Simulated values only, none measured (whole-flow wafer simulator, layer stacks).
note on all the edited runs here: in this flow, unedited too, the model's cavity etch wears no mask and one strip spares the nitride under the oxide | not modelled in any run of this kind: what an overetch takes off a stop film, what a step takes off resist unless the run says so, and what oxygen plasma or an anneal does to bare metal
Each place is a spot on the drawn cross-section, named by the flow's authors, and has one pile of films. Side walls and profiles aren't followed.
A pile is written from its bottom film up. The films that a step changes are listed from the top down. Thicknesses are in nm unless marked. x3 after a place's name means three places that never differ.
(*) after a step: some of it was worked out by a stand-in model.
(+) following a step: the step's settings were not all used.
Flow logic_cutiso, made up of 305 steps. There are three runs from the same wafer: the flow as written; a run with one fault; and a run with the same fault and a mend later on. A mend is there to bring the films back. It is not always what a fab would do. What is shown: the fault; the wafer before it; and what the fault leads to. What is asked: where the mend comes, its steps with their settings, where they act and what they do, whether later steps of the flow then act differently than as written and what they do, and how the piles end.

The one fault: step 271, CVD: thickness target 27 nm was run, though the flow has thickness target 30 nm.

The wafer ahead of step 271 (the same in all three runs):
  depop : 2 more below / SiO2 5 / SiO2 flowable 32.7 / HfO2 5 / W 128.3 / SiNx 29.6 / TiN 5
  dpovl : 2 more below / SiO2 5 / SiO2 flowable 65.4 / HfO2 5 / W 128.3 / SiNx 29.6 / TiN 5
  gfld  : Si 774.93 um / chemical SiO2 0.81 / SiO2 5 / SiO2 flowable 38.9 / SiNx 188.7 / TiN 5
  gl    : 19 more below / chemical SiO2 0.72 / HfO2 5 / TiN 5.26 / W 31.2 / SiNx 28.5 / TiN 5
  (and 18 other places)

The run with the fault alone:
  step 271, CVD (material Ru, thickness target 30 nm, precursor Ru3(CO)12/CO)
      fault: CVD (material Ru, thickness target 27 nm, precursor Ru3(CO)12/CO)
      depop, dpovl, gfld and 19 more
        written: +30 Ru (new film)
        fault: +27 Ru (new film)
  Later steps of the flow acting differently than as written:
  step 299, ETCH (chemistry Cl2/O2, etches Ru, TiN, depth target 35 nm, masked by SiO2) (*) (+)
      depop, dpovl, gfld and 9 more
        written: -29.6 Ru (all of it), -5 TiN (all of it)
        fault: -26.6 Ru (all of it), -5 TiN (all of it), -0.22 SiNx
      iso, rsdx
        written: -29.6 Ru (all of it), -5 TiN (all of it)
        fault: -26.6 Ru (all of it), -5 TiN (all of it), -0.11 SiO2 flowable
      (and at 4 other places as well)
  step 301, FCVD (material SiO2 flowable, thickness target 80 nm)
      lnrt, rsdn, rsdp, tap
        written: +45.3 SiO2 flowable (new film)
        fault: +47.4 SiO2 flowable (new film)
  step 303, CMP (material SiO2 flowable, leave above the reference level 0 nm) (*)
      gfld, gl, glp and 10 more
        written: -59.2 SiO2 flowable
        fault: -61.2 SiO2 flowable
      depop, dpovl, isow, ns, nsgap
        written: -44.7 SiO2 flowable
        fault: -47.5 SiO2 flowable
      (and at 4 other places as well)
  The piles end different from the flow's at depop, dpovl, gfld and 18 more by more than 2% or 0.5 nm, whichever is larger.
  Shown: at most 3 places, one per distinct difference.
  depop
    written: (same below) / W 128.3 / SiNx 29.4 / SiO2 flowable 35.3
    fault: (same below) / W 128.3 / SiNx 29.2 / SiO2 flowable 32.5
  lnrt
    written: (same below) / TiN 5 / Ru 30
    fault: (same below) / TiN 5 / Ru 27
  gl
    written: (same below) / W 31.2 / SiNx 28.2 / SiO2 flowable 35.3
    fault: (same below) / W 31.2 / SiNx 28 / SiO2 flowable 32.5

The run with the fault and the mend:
  The mend follows step 271.
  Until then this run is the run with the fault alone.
  step 271a, CVD (material Ru, thickness target 3 nm, precursor Ru3(CO)12/CO) (a further turn of the flow's step 271, with different settings)
      depop, dpovl, gfld and 19 more
        +3 Ru
  Later steps of the flow that are run all act as written at every place that is followed.
  The piles end the same as the flow's at every place that both follow.
